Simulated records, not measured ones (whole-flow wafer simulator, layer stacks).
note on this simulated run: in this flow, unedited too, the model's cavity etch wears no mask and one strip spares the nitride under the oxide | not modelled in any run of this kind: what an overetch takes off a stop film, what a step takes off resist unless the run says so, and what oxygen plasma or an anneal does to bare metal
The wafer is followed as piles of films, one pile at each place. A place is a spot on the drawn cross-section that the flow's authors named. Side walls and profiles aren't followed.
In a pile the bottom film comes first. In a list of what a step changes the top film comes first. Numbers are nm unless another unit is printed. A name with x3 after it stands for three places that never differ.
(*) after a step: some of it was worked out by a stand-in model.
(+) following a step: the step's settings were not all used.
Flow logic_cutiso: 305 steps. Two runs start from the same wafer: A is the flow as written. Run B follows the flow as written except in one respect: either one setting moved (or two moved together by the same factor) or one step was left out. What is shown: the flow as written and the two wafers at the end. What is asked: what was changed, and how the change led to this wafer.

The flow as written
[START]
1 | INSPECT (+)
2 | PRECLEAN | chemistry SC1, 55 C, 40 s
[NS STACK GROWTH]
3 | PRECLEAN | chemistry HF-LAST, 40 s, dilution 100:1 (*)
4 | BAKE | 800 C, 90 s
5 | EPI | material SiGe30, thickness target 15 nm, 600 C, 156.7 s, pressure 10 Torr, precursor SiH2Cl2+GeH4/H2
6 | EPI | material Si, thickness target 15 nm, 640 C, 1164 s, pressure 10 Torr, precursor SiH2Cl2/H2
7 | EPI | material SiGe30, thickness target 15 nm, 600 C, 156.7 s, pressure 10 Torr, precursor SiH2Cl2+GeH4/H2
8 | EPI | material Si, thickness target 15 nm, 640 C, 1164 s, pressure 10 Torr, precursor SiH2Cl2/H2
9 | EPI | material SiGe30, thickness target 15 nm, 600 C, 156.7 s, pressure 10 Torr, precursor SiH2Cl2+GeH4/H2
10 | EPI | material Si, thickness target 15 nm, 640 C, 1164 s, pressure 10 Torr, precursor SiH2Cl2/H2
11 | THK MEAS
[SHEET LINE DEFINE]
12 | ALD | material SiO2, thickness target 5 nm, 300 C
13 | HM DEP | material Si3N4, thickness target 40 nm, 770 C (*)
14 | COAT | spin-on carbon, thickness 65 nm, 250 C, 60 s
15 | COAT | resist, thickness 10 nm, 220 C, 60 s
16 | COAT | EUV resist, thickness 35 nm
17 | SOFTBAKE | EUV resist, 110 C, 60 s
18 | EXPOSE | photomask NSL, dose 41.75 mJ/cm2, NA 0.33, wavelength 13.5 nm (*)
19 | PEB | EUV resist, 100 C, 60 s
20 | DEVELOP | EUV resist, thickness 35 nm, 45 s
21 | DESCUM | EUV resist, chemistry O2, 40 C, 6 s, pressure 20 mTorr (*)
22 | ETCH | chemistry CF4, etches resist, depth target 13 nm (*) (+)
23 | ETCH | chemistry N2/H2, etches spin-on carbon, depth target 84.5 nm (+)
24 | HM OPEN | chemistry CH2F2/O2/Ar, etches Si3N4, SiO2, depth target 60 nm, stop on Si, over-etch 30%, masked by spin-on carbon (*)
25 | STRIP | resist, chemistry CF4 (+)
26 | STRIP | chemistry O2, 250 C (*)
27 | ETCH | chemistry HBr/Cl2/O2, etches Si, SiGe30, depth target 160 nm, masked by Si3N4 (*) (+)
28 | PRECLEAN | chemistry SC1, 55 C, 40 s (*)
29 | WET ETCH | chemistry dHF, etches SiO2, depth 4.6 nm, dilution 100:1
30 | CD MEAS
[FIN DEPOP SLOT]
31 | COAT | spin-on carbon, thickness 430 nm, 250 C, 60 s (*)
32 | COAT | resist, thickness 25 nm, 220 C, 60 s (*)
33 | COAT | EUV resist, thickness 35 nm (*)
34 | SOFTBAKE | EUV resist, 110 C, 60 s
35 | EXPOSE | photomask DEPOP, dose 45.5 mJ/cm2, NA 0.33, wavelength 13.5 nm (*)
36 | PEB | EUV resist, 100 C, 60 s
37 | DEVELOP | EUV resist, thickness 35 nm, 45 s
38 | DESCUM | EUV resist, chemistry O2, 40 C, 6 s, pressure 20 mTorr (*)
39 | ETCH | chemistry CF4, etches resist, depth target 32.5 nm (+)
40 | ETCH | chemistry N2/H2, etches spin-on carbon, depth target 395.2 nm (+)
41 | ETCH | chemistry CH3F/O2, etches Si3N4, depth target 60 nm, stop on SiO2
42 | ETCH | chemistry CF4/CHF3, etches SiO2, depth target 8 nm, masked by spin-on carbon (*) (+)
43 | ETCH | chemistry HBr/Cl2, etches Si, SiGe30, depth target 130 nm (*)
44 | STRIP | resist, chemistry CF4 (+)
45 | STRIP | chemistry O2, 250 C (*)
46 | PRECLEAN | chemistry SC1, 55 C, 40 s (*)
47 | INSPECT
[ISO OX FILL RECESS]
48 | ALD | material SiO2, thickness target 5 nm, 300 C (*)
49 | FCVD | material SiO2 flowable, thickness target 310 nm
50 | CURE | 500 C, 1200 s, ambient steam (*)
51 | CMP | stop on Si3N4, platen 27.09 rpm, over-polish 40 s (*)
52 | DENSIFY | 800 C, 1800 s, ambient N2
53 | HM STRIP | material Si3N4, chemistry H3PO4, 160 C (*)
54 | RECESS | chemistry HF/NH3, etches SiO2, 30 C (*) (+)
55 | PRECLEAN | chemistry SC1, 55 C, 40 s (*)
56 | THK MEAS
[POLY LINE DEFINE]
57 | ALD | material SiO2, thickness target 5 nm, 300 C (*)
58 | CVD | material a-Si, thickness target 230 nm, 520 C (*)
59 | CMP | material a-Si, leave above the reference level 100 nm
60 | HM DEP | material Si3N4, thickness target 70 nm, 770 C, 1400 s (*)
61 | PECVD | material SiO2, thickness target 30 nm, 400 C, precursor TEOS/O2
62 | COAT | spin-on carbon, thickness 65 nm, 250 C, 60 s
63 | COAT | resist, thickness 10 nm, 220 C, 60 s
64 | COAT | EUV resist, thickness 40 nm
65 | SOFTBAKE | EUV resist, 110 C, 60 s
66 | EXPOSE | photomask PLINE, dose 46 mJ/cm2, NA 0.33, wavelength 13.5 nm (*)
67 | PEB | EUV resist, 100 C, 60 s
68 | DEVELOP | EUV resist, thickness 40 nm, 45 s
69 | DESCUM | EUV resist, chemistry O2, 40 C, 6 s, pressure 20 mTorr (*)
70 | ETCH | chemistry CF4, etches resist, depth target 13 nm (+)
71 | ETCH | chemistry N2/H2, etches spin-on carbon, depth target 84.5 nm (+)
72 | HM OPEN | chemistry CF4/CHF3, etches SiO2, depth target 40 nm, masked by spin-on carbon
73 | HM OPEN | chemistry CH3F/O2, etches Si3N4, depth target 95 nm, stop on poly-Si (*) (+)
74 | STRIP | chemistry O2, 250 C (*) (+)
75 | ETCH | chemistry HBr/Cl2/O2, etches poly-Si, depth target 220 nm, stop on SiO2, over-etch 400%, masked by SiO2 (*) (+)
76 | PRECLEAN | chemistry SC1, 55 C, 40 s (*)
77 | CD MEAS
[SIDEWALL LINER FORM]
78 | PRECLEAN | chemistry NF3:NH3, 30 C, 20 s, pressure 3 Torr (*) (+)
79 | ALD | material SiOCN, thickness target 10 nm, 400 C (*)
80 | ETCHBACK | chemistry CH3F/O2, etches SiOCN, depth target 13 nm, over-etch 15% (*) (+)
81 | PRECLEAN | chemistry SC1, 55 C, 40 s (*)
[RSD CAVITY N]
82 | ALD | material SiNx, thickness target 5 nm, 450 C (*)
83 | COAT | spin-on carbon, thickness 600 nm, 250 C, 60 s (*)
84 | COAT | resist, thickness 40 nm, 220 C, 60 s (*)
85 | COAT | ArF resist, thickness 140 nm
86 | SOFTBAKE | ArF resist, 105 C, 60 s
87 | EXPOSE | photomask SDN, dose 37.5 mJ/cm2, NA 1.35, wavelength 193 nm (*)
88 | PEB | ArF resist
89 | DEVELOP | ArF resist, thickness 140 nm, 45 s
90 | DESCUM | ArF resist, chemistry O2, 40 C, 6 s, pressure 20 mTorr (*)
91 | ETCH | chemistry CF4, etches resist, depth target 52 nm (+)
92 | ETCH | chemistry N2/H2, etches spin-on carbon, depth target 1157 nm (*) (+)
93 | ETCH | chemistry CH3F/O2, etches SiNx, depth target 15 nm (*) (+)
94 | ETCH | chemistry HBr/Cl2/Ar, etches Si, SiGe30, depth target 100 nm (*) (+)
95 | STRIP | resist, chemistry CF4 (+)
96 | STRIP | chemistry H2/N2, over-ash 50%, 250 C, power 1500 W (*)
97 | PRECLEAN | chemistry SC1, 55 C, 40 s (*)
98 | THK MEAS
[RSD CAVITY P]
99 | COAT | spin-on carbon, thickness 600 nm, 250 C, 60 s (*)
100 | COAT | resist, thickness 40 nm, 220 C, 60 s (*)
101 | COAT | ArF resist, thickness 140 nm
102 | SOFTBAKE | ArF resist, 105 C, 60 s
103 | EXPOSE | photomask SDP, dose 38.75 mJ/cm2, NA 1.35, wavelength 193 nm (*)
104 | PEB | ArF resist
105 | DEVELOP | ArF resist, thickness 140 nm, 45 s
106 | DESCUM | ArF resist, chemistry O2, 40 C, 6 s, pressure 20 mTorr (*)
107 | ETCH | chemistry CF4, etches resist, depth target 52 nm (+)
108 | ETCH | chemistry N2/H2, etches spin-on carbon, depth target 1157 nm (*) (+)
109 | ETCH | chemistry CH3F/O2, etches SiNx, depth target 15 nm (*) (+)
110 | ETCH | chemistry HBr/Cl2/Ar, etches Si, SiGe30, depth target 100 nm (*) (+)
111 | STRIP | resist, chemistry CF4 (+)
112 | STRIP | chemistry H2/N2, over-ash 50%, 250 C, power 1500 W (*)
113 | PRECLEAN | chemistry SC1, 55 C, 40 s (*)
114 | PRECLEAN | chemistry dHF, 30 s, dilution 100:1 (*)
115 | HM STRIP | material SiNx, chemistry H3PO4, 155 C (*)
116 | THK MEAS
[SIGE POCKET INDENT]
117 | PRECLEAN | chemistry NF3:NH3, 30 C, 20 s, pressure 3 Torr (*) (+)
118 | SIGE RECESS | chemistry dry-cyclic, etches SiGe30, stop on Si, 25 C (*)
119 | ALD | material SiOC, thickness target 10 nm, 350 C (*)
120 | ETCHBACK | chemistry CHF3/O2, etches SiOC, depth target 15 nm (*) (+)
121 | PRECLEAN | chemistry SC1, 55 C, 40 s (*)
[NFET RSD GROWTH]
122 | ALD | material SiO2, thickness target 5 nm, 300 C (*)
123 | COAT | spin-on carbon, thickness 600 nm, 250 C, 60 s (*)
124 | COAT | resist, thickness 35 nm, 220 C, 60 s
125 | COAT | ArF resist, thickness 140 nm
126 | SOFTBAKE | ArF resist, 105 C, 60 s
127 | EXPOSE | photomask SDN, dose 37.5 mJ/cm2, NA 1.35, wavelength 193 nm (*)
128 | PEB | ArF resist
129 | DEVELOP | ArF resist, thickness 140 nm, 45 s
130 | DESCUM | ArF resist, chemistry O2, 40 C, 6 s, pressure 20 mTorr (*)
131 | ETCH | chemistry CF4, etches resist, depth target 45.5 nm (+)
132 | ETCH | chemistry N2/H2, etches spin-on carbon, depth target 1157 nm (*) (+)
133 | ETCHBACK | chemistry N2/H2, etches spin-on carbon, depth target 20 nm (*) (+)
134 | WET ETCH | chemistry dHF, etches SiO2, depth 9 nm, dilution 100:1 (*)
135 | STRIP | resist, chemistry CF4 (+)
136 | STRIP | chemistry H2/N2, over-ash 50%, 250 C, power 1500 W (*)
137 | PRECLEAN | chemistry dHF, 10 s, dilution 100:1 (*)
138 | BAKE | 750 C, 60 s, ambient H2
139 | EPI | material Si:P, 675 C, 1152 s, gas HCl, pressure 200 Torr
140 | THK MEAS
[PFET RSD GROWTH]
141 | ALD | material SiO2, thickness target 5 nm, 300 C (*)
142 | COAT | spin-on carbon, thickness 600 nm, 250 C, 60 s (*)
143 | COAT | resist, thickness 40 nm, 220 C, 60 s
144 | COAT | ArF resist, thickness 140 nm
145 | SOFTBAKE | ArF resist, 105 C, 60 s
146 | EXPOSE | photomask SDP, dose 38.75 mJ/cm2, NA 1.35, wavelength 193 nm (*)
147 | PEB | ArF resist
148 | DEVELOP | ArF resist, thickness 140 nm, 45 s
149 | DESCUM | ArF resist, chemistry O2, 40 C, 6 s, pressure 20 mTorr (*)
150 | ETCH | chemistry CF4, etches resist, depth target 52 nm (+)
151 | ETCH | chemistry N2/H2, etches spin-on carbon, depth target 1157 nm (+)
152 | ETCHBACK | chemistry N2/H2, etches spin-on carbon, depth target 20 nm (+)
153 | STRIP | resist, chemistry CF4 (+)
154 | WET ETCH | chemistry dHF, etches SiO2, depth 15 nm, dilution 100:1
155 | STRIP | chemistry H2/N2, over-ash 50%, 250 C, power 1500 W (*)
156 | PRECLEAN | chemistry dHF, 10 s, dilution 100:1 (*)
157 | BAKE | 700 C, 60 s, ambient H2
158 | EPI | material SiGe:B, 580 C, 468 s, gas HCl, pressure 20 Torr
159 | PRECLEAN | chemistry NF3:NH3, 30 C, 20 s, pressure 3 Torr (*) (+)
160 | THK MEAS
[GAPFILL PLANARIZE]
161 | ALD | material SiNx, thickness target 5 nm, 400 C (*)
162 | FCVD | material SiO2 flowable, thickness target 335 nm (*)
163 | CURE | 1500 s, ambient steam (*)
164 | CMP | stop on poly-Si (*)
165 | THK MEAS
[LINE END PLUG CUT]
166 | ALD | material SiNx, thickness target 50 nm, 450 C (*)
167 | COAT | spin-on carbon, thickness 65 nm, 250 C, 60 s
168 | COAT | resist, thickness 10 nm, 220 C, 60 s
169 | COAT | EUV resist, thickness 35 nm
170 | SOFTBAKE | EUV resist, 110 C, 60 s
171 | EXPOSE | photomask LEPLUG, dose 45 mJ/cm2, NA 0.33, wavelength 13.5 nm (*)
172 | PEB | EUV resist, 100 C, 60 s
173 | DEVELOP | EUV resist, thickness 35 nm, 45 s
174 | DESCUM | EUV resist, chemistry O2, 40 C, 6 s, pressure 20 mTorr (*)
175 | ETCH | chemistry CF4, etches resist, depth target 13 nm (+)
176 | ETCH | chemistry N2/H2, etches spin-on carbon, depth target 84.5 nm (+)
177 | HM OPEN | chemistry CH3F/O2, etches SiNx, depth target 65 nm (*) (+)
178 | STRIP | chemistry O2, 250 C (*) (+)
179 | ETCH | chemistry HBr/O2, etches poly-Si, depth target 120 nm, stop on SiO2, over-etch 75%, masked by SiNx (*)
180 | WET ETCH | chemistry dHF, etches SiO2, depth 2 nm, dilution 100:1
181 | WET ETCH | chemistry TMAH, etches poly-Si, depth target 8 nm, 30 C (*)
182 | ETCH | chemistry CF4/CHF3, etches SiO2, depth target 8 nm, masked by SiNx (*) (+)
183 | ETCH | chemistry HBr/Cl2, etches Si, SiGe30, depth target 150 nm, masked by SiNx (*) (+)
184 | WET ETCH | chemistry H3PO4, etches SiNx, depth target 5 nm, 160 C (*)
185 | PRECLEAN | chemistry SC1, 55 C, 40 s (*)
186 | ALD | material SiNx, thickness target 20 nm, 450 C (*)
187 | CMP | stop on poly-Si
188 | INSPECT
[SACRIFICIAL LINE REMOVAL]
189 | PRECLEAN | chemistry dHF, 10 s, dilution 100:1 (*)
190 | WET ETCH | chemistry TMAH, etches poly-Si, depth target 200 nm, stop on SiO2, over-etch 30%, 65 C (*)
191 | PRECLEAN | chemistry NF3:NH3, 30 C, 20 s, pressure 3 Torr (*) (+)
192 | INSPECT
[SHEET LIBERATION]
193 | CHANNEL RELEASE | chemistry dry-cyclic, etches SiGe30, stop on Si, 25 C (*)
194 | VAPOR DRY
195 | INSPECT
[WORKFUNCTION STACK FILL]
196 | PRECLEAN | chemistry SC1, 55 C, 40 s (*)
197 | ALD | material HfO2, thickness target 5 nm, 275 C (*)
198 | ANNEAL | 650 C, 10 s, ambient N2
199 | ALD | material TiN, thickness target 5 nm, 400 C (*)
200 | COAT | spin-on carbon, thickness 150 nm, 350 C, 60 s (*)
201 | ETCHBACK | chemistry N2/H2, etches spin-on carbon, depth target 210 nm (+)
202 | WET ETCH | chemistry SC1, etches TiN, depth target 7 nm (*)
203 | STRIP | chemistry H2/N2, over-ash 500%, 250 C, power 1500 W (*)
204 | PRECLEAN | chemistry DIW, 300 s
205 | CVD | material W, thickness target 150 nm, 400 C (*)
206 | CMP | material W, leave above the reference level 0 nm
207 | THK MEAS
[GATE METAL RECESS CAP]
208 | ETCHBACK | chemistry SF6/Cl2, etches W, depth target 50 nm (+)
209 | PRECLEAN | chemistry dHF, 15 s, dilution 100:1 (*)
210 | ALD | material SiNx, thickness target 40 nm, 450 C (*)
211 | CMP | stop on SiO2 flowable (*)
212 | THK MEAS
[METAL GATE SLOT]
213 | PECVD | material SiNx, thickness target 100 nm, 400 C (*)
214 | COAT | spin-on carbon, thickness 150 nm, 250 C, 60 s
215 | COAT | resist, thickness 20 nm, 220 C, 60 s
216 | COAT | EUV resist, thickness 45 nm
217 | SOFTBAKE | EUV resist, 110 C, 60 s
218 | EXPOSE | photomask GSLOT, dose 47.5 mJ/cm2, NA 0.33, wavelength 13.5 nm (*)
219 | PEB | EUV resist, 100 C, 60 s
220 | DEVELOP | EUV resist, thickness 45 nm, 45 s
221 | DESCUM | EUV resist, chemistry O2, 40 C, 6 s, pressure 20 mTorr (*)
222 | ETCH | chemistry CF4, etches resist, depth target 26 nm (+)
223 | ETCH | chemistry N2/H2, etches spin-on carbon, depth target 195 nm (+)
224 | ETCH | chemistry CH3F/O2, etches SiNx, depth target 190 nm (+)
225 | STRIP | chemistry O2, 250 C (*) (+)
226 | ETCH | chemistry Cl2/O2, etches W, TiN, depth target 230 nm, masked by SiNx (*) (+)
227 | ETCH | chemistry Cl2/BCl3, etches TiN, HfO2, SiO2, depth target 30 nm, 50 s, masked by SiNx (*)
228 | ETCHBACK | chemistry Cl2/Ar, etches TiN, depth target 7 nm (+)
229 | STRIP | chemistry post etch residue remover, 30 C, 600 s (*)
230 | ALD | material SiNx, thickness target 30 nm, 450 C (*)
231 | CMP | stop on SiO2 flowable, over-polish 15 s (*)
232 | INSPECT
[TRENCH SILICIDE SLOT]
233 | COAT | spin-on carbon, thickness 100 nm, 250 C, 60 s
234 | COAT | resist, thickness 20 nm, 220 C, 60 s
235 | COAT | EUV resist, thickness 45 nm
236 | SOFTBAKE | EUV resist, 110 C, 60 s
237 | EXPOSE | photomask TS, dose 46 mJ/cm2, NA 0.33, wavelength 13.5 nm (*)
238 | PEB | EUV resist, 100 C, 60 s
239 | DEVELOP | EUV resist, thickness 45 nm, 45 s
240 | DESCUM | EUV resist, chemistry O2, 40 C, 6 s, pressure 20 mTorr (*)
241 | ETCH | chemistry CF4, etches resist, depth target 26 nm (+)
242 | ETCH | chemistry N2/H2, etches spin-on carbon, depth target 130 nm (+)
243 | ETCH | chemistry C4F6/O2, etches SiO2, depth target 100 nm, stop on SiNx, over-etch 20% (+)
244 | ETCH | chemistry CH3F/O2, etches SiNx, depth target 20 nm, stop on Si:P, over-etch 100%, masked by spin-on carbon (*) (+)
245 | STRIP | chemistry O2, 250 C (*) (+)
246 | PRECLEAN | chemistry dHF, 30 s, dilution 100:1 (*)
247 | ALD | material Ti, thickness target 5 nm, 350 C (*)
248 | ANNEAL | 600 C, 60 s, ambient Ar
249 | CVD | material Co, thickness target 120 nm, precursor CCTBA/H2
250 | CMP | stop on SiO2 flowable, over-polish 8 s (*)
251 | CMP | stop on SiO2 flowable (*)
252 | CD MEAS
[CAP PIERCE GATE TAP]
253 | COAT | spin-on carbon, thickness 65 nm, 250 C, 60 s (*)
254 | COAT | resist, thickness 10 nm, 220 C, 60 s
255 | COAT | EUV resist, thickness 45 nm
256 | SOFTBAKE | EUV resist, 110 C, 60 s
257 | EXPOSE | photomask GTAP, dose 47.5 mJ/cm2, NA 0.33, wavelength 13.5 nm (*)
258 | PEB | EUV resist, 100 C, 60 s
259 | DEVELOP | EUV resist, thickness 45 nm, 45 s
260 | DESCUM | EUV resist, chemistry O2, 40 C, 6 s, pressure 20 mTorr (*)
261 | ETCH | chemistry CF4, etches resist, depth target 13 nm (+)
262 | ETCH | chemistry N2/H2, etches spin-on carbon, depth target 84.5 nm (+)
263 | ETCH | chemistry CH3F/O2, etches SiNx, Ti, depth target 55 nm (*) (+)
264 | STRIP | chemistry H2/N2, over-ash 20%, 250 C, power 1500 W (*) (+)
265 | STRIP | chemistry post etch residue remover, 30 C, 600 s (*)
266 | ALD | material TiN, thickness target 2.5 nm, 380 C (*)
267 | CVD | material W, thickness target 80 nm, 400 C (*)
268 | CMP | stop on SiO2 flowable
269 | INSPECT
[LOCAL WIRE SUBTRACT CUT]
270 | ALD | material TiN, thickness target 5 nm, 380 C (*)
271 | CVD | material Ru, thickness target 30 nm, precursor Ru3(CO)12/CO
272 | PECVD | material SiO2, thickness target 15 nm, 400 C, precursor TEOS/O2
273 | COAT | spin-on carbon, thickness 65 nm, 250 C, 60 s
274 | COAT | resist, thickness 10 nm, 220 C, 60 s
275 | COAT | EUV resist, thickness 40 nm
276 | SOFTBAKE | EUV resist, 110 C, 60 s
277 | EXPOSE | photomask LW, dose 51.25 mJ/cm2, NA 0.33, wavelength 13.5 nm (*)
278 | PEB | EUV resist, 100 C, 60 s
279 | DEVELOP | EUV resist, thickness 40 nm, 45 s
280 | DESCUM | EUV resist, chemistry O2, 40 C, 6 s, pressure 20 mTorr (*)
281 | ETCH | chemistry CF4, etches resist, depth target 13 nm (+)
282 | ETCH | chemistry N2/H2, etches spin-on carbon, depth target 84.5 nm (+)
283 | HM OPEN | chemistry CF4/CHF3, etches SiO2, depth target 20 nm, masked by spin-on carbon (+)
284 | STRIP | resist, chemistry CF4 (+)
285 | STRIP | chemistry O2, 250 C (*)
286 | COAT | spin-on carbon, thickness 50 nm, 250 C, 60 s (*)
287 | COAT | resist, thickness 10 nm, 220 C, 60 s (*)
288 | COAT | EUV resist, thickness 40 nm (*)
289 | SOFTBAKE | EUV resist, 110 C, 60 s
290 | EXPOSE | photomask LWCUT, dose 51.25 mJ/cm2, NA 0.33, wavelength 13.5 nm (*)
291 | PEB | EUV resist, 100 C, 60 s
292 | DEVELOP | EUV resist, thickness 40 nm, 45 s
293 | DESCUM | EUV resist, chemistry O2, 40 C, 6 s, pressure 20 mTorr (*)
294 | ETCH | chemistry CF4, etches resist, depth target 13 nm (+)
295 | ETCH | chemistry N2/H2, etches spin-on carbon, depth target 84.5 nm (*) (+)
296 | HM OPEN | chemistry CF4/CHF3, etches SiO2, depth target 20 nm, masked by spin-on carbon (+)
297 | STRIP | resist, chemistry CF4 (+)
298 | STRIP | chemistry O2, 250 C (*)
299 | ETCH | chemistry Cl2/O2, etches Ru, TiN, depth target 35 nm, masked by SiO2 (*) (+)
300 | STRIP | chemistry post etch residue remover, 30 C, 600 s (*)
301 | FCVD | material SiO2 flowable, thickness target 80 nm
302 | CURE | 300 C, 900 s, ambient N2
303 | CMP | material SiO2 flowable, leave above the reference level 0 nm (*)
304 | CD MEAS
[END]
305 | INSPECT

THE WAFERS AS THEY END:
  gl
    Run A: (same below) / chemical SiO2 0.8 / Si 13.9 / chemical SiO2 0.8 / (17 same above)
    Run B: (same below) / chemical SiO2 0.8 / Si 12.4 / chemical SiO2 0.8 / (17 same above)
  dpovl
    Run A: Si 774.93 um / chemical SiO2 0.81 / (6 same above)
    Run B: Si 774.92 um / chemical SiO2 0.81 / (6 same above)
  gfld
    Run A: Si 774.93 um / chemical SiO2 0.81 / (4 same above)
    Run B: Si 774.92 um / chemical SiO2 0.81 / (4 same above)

Cause: step 6, EPI: 1048 s was run, though the flow has 1164 s.

Step by step, how the change led to this:
  6 | EPI | material Si, thickness target 15 nm, 640 C, 1164 s, pressure 10 Torr, precursor SiH2Cl2/H2
      depop, dpovl, gfld and 19 more: A Si gains 15 (new film) | B Si gains 13.5 (new film)
  27 | ETCH | chemistry HBr/Cl2/O2, etches Si, SiGe30, depth target 160 nm, masked by Si3N4 (*) (+)
      gfld, gxf, iso, lnri: A chemical SiO2 loses 0.79 (all of it), Si loses 11.4 (all of it), SiGe30 loses 15 (all of it), Si loses 15 (all of it), SiGe30 loses 15 (all of it), Si loses 15 (all of it), SiGe30 loses 15 (all of it), Si loses 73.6 | B chemical SiO2 loses 0.79 (all of it), Si loses 11.4 (all of it), SiGe30 loses 15 (all of it), Si loses 15 (all of it), SiGe30 loses 15 (all of it), Si loses 13.5 (all of it), SiGe30 loses 15 (all of it), Si loses 75.1
      dpovl, nsgap: A chemical SiO2 loses 0.79 (all of it), Si loses 11.8 (all of it), SiGe30 loses 15 (all of it), Si loses 15 (all of it), SiGe30 loses 15 (all of it), Si loses 15 (all of it), SiGe30 loses 15 (all of it), Si loses 73.2 | B chemical SiO2 loses 0.79 (all of it), Si loses 11.8 (all of it), SiGe30 loses 15 (all of it), Si loses 15 (all of it), SiGe30 loses 15 (all of it), Si loses 13.5 (all of it), SiGe30 loses 15 (all of it), Si loses 74.7
      (and at 1 other place as well)
  43 | ETCH | chemistry HBr/Cl2, etches Si, SiGe30, depth target 130 nm (*)
      depop: A Si loses 14 (all of it), SiGe30 loses 15 (all of it), Si loses 15 (all of it), SiGe30 loses 15 (all of it), Si loses 15 (all of it), SiGe30 loses 15 (all of it), Si loses 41 | B Si loses 14 (all of it), SiGe30 loses 15 (all of it), Si loses 15 (all of it), SiGe30 loses 15 (all of it), Si loses 13.5 (all of it), SiGe30 loses 15 (all of it), Si loses 42.5
  94 | ETCH | chemistry HBr/Cl2/Ar, etches Si, SiGe30, depth target 100 nm (*) (+)
      rsdn, rsdx: A chemical SiO2 loses 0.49 (all of it), Si loses 12.8 (all of it), SiGe30 loses 15 (all of it), Si loses 15 (all of it), SiGe30 loses 15 (all of it), Si loses 15 (all of it), SiGe30 loses 15 (all of it), Si loses 12.2 | B chemical SiO2 loses 0.49 (all of it), Si loses 12.8 (all of it), SiGe30 loses 15 (all of it), Si loses 15 (all of it), SiGe30 loses 15 (all of it), Si loses 13.5 (all of it), SiGe30 loses 15 (all of it), Si loses 13.7
  110 | ETCH | chemistry HBr/Cl2/Ar, etches Si, SiGe30, depth target 100 nm (*) (+)
      rsdp, rsdw: A chemical SiO2 loses 0.49 (all of it), Si loses 12.8 (all of it), SiGe30 loses 15 (all of it), Si loses 15 (all of it), SiGe30 loses 15 (all of it), Si loses 15 (all of it), SiGe30 loses 15 (all of it), Si loses 12.2 | B chemical SiO2 loses 0.49 (all of it), Si loses 12.8 (all of it), SiGe30 loses 15 (all of it), Si loses 15 (all of it), SiGe30 loses 15 (all of it), Si loses 13.5 (all of it), SiGe30 loses 15 (all of it), Si loses 13.7
  183 | ETCH | chemistry HBr/Cl2, etches Si, SiGe30, depth target 150 nm, masked by SiNx (*) (+)
      plug: A Si loses 13.6 (all of it), SiGe30 loses 15 (all of it), Si loses 15 (all of it), SiGe30 loses 15 (all of it), Si loses 15 (all of it), SiGe30 loses 15 (all of it), Si loses 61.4 | B Si loses 13.6 (all of it), SiGe30 loses 15 (all of it), Si loses 15 (all of it), SiGe30 loses 15 (all of it), Si loses 13.5 (all of it), SiGe30 loses 15 (all of it), Si loses 62.9
